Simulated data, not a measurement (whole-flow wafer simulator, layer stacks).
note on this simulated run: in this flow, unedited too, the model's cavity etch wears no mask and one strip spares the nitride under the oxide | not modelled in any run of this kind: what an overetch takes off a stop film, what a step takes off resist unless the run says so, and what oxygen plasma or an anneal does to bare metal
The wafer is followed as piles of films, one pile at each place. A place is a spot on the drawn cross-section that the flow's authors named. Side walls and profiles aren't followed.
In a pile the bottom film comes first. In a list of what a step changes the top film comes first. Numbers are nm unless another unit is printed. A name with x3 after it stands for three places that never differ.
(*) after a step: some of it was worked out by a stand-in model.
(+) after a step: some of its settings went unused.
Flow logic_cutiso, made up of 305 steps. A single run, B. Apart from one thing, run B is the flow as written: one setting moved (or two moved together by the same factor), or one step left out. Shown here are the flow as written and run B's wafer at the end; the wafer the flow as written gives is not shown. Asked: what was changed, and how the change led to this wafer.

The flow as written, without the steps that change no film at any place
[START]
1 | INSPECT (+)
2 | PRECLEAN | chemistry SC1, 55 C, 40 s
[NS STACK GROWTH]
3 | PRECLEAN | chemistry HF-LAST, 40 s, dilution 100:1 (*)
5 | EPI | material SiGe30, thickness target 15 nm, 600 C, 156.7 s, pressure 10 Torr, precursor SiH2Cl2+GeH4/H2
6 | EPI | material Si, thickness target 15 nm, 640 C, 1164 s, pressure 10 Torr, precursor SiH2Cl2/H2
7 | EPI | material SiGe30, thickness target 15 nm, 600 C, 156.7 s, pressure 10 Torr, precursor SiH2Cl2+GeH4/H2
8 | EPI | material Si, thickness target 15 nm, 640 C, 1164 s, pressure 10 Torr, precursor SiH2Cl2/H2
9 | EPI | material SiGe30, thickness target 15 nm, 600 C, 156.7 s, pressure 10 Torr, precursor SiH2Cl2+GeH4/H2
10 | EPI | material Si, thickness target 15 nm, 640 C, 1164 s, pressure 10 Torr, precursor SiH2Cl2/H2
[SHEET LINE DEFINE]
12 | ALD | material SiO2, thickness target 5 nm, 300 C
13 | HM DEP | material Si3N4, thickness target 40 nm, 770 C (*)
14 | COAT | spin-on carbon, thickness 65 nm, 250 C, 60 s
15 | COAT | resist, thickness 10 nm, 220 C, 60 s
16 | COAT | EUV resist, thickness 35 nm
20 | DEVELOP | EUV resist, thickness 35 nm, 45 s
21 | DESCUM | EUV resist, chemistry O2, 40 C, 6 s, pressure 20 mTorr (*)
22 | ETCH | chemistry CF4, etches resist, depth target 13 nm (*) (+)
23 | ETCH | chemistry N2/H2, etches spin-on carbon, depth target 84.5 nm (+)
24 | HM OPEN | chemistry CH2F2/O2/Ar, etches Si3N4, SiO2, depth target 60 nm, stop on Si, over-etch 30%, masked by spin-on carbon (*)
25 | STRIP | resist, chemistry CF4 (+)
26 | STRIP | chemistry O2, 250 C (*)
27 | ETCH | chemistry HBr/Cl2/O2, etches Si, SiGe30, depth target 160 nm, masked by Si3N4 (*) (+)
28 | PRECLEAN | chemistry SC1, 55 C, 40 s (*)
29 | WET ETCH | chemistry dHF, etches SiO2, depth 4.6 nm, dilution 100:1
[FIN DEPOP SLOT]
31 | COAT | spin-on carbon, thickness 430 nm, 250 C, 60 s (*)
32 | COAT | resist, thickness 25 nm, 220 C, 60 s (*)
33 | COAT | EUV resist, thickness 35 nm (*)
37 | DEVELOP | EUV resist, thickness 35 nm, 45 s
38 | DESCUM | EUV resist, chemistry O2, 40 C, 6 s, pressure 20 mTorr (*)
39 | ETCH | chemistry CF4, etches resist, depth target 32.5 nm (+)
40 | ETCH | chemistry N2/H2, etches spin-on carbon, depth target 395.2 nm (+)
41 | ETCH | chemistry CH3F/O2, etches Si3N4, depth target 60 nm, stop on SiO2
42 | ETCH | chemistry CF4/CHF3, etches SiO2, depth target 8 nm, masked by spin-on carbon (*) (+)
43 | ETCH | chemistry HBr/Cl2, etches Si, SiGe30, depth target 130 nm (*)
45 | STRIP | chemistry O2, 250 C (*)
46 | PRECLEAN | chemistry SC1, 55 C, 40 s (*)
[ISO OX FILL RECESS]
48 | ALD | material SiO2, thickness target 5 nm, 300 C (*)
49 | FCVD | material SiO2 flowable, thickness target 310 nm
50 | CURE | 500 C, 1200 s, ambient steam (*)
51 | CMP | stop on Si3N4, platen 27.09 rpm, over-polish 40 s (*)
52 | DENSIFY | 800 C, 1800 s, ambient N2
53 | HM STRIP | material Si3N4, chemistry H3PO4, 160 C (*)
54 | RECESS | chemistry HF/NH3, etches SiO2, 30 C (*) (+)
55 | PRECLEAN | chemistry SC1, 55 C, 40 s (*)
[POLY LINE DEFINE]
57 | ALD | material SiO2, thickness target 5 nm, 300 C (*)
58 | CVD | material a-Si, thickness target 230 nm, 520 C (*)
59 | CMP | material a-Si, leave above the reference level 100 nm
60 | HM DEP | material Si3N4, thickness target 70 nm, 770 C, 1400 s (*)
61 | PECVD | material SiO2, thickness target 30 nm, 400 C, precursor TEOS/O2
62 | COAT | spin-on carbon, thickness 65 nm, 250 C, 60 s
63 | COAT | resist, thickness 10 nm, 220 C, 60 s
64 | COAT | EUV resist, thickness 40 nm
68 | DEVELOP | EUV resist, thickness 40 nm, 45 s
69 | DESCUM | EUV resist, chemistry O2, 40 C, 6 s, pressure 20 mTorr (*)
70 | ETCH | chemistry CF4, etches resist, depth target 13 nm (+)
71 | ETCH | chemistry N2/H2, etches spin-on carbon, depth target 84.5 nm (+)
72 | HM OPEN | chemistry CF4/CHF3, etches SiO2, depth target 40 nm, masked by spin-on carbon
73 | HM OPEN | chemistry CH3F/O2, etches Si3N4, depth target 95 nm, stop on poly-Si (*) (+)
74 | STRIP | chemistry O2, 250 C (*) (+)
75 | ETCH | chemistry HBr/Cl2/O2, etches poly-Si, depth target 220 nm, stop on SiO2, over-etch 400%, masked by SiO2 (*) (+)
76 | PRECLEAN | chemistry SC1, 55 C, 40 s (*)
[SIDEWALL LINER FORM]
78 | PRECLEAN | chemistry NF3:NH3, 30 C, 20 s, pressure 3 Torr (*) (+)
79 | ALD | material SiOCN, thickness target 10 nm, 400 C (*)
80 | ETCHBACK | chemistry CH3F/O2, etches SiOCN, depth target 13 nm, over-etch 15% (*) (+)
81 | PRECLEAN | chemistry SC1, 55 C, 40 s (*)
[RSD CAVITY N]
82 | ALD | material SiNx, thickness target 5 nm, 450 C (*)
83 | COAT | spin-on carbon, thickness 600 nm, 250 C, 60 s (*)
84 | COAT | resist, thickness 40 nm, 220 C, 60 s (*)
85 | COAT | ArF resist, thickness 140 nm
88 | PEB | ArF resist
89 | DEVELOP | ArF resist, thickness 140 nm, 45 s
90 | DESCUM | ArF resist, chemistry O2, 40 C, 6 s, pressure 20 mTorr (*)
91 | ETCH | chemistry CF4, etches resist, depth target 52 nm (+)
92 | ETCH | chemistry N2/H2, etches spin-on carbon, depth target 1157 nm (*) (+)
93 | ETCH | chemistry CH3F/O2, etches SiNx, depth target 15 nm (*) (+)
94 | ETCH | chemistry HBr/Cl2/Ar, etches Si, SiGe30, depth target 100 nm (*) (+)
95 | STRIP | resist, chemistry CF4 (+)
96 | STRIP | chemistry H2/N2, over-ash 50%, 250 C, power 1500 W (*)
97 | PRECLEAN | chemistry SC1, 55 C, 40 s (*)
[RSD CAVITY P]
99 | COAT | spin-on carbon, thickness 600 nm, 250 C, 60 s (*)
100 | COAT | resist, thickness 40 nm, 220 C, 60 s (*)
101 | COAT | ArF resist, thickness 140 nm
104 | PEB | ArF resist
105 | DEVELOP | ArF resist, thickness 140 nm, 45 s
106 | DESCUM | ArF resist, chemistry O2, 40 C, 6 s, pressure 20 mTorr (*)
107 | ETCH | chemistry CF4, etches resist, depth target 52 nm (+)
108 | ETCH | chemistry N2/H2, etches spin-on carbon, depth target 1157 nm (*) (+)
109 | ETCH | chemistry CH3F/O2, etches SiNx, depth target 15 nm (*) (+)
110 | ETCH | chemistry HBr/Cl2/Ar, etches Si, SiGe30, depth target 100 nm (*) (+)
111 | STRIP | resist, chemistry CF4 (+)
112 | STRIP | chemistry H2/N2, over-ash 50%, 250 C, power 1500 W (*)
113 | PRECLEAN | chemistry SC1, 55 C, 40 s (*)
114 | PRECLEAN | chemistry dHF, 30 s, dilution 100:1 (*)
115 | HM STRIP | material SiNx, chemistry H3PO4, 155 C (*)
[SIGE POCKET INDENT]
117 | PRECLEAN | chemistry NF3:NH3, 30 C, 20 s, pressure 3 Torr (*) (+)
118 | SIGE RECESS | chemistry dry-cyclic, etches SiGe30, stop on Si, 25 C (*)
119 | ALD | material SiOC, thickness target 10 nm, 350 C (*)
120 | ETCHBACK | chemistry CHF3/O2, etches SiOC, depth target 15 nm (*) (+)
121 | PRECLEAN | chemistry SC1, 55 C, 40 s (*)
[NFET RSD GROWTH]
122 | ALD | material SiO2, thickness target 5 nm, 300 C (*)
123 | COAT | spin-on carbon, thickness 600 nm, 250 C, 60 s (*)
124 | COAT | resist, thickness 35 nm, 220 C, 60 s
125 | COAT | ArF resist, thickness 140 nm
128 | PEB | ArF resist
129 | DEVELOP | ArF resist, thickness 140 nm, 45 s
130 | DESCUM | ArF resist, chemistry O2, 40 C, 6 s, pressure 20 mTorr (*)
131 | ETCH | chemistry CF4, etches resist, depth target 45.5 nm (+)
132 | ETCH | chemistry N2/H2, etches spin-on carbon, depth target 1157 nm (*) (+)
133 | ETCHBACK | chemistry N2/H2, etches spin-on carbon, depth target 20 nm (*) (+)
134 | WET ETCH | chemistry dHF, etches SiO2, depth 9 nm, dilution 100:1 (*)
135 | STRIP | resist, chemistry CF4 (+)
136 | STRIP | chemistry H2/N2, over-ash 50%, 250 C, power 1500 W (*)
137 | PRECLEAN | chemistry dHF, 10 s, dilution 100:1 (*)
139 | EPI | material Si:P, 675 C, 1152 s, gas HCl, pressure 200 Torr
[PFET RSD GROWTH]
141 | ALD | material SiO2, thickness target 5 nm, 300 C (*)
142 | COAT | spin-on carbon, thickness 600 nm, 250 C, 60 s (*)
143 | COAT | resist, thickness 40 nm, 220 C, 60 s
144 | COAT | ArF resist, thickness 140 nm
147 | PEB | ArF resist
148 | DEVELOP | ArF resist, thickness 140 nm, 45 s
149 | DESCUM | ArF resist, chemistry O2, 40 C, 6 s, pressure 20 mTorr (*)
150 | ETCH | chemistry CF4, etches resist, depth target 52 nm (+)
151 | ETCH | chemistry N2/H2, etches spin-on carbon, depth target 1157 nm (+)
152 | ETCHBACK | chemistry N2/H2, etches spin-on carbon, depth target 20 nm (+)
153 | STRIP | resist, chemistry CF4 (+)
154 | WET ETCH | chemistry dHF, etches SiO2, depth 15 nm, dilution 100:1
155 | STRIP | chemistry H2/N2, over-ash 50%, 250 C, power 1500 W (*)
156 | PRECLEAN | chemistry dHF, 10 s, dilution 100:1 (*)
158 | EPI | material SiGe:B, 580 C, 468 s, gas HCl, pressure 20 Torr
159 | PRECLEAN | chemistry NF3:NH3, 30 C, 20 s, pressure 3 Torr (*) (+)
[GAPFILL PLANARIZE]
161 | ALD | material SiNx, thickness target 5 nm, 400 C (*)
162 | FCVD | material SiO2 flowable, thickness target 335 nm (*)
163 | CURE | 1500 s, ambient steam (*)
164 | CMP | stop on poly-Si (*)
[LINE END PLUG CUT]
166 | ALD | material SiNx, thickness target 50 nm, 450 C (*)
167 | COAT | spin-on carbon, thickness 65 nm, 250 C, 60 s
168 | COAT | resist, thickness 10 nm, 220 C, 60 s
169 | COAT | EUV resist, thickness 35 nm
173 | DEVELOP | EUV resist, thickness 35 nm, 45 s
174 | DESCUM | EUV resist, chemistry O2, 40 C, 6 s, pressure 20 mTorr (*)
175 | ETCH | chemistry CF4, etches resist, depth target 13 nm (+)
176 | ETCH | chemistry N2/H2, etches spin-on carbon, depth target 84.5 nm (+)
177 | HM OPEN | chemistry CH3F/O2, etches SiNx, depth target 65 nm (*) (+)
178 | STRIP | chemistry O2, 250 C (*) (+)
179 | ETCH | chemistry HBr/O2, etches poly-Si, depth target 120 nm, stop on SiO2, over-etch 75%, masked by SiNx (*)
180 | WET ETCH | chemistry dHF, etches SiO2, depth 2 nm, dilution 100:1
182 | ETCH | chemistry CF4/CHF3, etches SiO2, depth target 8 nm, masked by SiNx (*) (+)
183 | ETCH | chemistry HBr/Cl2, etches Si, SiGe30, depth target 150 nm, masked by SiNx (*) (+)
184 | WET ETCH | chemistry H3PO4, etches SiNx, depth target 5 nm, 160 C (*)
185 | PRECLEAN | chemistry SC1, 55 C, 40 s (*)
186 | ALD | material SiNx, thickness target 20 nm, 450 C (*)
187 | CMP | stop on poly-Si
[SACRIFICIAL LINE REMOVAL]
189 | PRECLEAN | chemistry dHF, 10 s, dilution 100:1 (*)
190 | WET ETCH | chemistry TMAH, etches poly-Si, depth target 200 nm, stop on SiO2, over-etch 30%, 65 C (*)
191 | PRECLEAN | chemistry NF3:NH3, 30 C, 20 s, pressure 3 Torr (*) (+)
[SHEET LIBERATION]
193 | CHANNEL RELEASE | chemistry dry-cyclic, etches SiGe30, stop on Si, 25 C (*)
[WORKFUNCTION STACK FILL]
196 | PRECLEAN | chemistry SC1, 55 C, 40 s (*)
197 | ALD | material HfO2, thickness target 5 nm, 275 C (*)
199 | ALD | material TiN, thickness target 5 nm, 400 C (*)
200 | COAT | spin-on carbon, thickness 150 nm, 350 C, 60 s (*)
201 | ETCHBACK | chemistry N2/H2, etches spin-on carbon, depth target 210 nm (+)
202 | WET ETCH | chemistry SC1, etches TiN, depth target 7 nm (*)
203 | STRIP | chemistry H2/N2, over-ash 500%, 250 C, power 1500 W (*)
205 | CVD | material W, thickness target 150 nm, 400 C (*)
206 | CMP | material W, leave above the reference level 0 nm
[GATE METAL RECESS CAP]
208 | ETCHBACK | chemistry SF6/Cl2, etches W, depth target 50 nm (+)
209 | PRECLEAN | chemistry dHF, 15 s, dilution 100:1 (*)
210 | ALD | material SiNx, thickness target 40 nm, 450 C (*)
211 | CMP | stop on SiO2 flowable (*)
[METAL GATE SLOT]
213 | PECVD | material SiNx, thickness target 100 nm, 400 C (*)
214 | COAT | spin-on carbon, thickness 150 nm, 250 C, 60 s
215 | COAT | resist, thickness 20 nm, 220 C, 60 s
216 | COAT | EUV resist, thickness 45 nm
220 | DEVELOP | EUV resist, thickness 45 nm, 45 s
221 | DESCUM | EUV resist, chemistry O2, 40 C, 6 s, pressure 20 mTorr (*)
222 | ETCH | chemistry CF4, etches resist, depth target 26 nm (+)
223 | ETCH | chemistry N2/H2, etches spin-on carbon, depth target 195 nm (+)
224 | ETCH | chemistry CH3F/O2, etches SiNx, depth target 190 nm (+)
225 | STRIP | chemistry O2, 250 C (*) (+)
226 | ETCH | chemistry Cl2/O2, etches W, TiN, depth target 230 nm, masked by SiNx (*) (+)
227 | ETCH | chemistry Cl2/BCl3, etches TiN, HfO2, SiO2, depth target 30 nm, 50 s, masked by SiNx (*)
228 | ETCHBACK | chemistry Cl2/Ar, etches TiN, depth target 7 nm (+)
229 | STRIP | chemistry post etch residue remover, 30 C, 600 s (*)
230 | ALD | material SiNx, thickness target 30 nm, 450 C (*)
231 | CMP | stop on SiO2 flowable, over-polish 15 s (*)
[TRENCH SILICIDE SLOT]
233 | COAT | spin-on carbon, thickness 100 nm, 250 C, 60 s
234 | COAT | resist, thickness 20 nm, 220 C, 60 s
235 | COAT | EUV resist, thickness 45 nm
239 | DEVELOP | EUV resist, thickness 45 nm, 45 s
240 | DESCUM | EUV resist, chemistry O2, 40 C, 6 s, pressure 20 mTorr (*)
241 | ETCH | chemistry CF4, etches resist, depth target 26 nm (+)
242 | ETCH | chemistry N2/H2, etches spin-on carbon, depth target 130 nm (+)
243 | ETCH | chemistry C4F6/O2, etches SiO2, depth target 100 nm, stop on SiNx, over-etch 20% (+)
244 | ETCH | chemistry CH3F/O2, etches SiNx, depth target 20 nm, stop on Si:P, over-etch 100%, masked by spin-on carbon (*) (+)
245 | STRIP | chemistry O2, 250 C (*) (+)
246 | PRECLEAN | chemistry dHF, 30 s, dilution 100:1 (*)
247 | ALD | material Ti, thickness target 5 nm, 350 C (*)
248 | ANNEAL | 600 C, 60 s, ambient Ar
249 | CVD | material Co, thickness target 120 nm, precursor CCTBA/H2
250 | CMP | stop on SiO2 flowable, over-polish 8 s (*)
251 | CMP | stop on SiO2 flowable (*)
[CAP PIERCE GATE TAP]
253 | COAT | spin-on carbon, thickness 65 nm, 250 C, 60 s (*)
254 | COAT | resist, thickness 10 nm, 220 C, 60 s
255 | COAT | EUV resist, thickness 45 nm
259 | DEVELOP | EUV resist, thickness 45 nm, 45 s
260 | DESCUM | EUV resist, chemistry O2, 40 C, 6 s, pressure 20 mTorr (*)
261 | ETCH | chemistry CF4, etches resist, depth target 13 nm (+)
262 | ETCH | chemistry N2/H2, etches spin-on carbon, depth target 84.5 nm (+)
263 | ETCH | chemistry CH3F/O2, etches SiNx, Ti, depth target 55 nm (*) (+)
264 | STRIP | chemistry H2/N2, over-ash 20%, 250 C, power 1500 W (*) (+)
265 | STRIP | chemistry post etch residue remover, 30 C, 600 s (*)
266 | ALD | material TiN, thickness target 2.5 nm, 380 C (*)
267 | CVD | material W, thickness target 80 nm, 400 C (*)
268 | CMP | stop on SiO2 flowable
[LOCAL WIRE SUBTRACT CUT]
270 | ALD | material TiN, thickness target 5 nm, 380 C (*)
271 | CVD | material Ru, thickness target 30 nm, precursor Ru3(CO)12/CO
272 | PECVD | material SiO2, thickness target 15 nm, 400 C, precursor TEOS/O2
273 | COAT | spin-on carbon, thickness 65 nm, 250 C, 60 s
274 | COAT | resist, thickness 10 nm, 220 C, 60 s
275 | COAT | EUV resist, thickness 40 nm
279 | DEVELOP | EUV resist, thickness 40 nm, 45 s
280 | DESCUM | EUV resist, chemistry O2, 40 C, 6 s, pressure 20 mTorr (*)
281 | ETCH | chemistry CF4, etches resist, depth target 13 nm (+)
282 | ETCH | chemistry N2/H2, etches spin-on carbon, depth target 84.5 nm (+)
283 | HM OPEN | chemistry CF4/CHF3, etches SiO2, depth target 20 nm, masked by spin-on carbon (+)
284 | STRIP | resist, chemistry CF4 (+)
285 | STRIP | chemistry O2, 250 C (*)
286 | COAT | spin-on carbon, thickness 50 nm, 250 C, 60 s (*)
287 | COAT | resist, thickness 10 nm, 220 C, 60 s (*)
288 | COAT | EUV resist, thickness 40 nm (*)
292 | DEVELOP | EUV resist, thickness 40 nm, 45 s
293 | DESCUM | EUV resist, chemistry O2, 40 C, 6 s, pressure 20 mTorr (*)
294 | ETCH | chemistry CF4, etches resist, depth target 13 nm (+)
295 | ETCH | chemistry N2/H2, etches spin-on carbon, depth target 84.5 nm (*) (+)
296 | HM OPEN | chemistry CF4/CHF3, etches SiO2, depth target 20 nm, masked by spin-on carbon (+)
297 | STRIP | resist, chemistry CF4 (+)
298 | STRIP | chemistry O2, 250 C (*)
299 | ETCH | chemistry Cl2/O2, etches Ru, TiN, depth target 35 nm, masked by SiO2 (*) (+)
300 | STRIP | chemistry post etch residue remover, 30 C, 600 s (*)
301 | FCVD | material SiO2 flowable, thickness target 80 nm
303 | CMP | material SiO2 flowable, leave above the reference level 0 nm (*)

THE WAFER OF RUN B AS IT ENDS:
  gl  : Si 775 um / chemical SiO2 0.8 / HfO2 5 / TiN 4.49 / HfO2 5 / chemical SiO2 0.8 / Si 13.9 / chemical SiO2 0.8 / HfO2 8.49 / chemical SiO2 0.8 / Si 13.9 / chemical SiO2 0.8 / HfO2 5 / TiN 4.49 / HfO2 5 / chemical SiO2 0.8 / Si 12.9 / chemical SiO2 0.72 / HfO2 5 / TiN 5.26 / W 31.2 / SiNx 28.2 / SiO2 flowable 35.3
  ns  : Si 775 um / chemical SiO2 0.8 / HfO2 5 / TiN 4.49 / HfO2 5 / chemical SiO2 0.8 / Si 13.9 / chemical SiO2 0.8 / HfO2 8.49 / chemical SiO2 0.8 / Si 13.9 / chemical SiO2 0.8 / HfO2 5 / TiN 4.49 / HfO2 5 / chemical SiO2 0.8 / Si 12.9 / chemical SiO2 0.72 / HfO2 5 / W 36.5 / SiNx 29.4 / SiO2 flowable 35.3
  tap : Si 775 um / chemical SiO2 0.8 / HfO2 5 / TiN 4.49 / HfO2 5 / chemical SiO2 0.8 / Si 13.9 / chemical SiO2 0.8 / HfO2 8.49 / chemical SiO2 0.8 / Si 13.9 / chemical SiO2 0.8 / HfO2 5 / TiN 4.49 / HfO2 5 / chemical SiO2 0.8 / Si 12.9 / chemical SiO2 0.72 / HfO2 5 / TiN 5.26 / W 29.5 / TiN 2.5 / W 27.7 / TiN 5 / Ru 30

The reason: step 7, EPI: 94 s was run, though the flow has 156.7 s.

The path from the change to this, step by step:
  7 | EPI | material SiGe30, thickness target 15 nm, 600 C, 156.7 s, pressure 10 Torr, precursor SiH2Cl2+GeH4/H2
      depop, dpovl, gfld and 19 more: +9 SiGe30 (new film) (in the flow as written it would be: +15 SiGe30 (new film))
  27 | ETCH | chemistry HBr/Cl2/O2, etches Si, SiGe30, depth target 160 nm, masked by Si3N4 (*) (+)
      gfld, gxf, iso, lnri: -0.79 chemical SiO2 (all of it), -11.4 Si (all of it), -15 SiGe30 (all of it), -15 Si (all of it), -9 SiGe30 (all of it), -15 Si (all of it), -15 SiGe30 (all of it), -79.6 Si (in the flow as written it would be: -0.79 chemical SiO2 (all of it), -11.4 Si (all of it), -15 SiGe30 (all of it), -15 Si (all of it), -15 SiGe30 (all of it), -15 Si (all of it), -15 SiGe30 (all of it), -73.6 Si)
      dpovl, nsgap: -0.79 chemical SiO2 (all of it), -11.8 Si (all of it), -15 SiGe30 (all of it), -15 Si (all of it), -9 SiGe30 (all of it), -15 Si (all of it), -15 SiGe30 (all of it), -79.2 Si (in the flow as written it would be: -0.79 chemical SiO2 (all of it), -11.8 Si (all of it), -15 SiGe30 (all of it), -15 Si (all of it), -15 SiGe30 (all of it), -15 Si (all of it), -15 SiGe30 (all of it), -73.2 Si)
      (also at 1 further place)
  43 | ETCH | chemistry HBr/Cl2, etches Si, SiGe30, depth target 130 nm (*)
      depop: -14 Si (all of it), -15 SiGe30 (all of it), -15 Si (all of it), -9 SiGe30 (all of it), -15 Si (all of it), -15 SiGe30 (all of it), -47 Si (in the flow as written it would be: -14 Si (all of it), -15 SiGe30 (all of it), -15 Si (all of it), -15 SiGe30 (all of it), -15 Si (all of it), -15 SiGe30 (all of it), -41 Si)
  94 | ETCH | chemistry HBr/Cl2/Ar, etches Si, SiGe30, depth target 100 nm (*) (+)
      rsdn, rsdx: -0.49 chemical SiO2 (all of it), -12.8 Si (all of it), -15 SiGe30 (all of it), -15 Si (all of it), -9 SiGe30 (all of it), -15 Si (all of it), -15 SiGe30 (all of it), -18.2 Si (in the flow as written it would be: -0.49 chemical SiO2 (all of it), -12.8 Si (all of it), -15 SiGe30 (all of it), -15 Si (all of it), -15 SiGe30 (all of it), -15 Si (all of it), -15 SiGe30 (all of it), -12.2 Si)
  110 | ETCH | chemistry HBr/Cl2/Ar, etches Si, SiGe30, depth target 100 nm (*) (+)
      rsdp, rsdw: -0.49 chemical SiO2 (all of it), -12.8 Si (all of it), -15 SiGe30 (all of it), -15 Si (all of it), -9 SiGe30 (all of it), -15 Si (all of it), -15 SiGe30 (all of it), -18.2 Si (in the flow as written it would be: -0.49 chemical SiO2 (all of it), -12.8 Si (all of it), -15 SiGe30 (all of it), -15 Si (all of it), -15 SiGe30 (all of it), -15 Si (all of it), -15 SiGe30 (all of it), -12.2 Si)
  118 | SIGE RECESS | chemistry dry-cyclic, etches SiGe30, stop on Si, 25 C (*)
      lnr, lnrp, lnrt: -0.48 SiOCN, -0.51 Si, +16 cavity (new film), -15 SiGe30 (all of it), -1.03 Si, +10 cavity (new film), -9 SiGe30 (all of it), -1.03 Si, +16 cavity (new film), -15 SiGe30 (all of it), -0.51 Si (in the flow as written it would be: -0.48 SiOCN, -0.51 Si, +16 cavity (new film), -15 SiGe30 (all of it), -1.03 Si, +16 cavity (new film), -15 SiGe30 (all of it), -1.03 Si, +16 cavity (new film), -15 SiGe30 (all of it), -0.51 Si)
  119 | ALD | material SiOC, thickness target 10 nm, 350 C (*)
      lnr, lnrp, lnrt: +10 SiOC (new film), +16 SiOC (new film), -16 cavity (all of it), +10 SiOC (new film), -10 cavity (all of it), +16 SiOC (new film), -16 cavity (all of it) (in the flow as written it would be: +10 SiOC (new film), +16 SiOC (new film), -16 cavity (all of it), +16 SiOC (new film), -16 cavity (all of it), +16 SiOC (new film), -16 cavity (all of it))
  183 | ETCH | chemistry HBr/Cl2, etches Si, SiGe30, depth target 150 nm, masked by SiNx (*) (+)
      plug: -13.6 Si (all of it), -15 SiGe30 (all of it), -15 Si (all of it), -9 SiGe30 (all of it), -15 Si (all of it), -15 SiGe30 (all of it), -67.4 Si (in the flow as written it would be: -13.6 Si (all of it), -15 SiGe30 (all of it), -15 Si (all of it), -15 SiGe30 (all of it), -15 Si (all of it), -15 SiGe30 (all of it), -61.4 Si)
  193 | CHANNEL RELEASE | chemistry dry-cyclic, etches SiGe30, stop on Si, 25 C (*)
      gl, glp, gxn, gxp, ns, tap: +0.8 chemical SiO2 (new film), -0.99 Si, +0.8 chemical SiO2 (new film), +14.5 cavity (new film), +0.8 chemical SiO2 (new film), -15 SiGe30 (all of it), -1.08 Si, +0.8 chemical SiO2 (new film), +8.49 cavity (new film), +0.8 chemical SiO2 (new film), -9 SiGe30 (all of it), -1.08 Si, +0.8 chemical SiO2 (new film), +14.5 cavity (new film), +0.8 chemical SiO2 (new film), -15 SiGe30 (all of it), -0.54 Si (in the flow as written it would be: +0.8 chemical SiO2 (new film), -0.99 Si, +0.8 chemical SiO2 (new film), +14.5 cavity (new film), +0.8 chemical SiO2 (new film), -15 SiGe30 (all of it), -1.08 Si, +0.8 chemical SiO2 (new film), +14.5 cavity (new film), +0.8 chemical SiO2 (new film), -15 SiGe30 (all of it), -1.08 Si, +0.8 chemical SiO2 (new film), +14.5 cavity (new film), +0.8 chemical SiO2 (new film), -15 SiGe30 (all of it), -0.54 Si)
  197 | ALD | material HfO2, thickness target 5 nm, 275 C (*)
      gl, glp, gxn, gxp, ns, tap: +5 HfO2 (new film), +5 HfO2 (new film), -10 cavity, +5 HfO2 (new film), +8.49 HfO2 (new film), -8.49 cavity (all of it), +5 HfO2 (new film), -10 cavity, +5 HfO2 (new film) (in the flow as written it would be: +5 HfO2 (new film), +5 HfO2 (new film), -10 cavity, +5 HfO2 (new film), +5 HfO2 (new film), -10 cavity, +5 HfO2 (new film), +5 HfO2 (new film), -10 cavity, +5 HfO2 (new film))
  199 | ALD | material TiN, thickness target 5 nm, 400 C (*)
      gl, glp, tap: +5.26 TiN (new film), +4.49 TiN (new film), -4.49 cavity (all of it), +4.49 TiN (new film), -4.49 cavity (all of it) (in the flow as written it would be: +5.26 TiN (new film), +4.49 TiN (new film), -4.49 cavity (all of it), +4.49 TiN (new film), -4.49 cavity (all of it), +4.49 TiN (new film), -4.49 cavity (all of it))
      gxn, gxp, ns: +5 TiN (new film), +4.49 TiN (new film), -4.49 cavity (all of it), +4.49 TiN (new film), -4.49 cavity (all of it) (in the flow as written it would be: +5 TiN (new film), +4.49 TiN (new film), -4.49 cavity (all of it), +4.49 TiN (new film), -4.49 cavity (all of it), +4.49 TiN (new film), -4.49 cavity (all of it))
With metal films that touch counted as one body, gl has 3 bodies (between them, from the top down: HfO2 5 / chemical SiO2 0.72 / Si 12.9 / chemical SiO2 0.8 / HfO2 5; HfO2 5 / chemical SiO2 0.8 / Si 13.9 / chemical SiO2 0.8 / HfO2 8.49 / chemical SiO2 0.8 / Si 13.9 / chemical SiO2 0.8 / HfO2 5); the flow as written gives 4 bodies (between them, from the top down: HfO2 5 / chemical SiO2 0.72 / Si 12.9 / chemical SiO2 0.8 / HfO2 5; HfO2 5 / chemical SiO2 0.8 / Si 13.9 / chemical SiO2 0.8 / HfO2 5; HfO2 5 / chemical SiO2 0.8 / Si 13.9 / chemical SiO2 0.8 / HfO2 5).
With metal films that touch counted as one body, ns has 3 bodies (between them, from the top down: HfO2 5 / chemical SiO2 0.72 / Si 12.9 / chemical SiO2 0.8 / HfO2 5; HfO2 5 / chemical SiO2 0.8 / Si 13.9 / chemical SiO2 0.8 / HfO2 8.49 / chemical SiO2 0.8 / Si 13.9 / chemical SiO2 0.8 / HfO2 5); the flow as written gives 4 bodies (between them, from the top down: HfO2 5 / chemical SiO2 0.72 / Si 12.9 / chemical SiO2 0.8 / HfO2 5; HfO2 5 / chemical SiO2 0.8 / Si 13.9 / chemical SiO2 0.8 / HfO2 5; HfO2 5 / chemical SiO2 0.8 / Si 13.9 / chemical SiO2 0.8 / HfO2 5).
With metal films that touch counted as one body, tap has 3 bodies (between them, from the top down: HfO2 5 / chemical SiO2 0.72 / Si 12.9 / chemical SiO2 0.8 / HfO2 5; HfO2 5 / chemical SiO2 0.8 / Si 13.9 / chemical SiO2 0.8 / HfO2 8.49 / chemical SiO2 0.8 / Si 13.9 / chemical SiO2 0.8 / HfO2 5); the flow as written gives 4 bodies (between them, from the top down: HfO2 5 / chemical SiO2 0.72 / Si 12.9 / chemical SiO2 0.8 / HfO2 5; HfO2 5 / chemical SiO2 0.8 / Si 13.9 / chemical SiO2 0.8 / HfO2 5; HfO2 5 / chemical SiO2 0.8 / Si 13.9 / chemical SiO2 0.8 / HfO2 5).
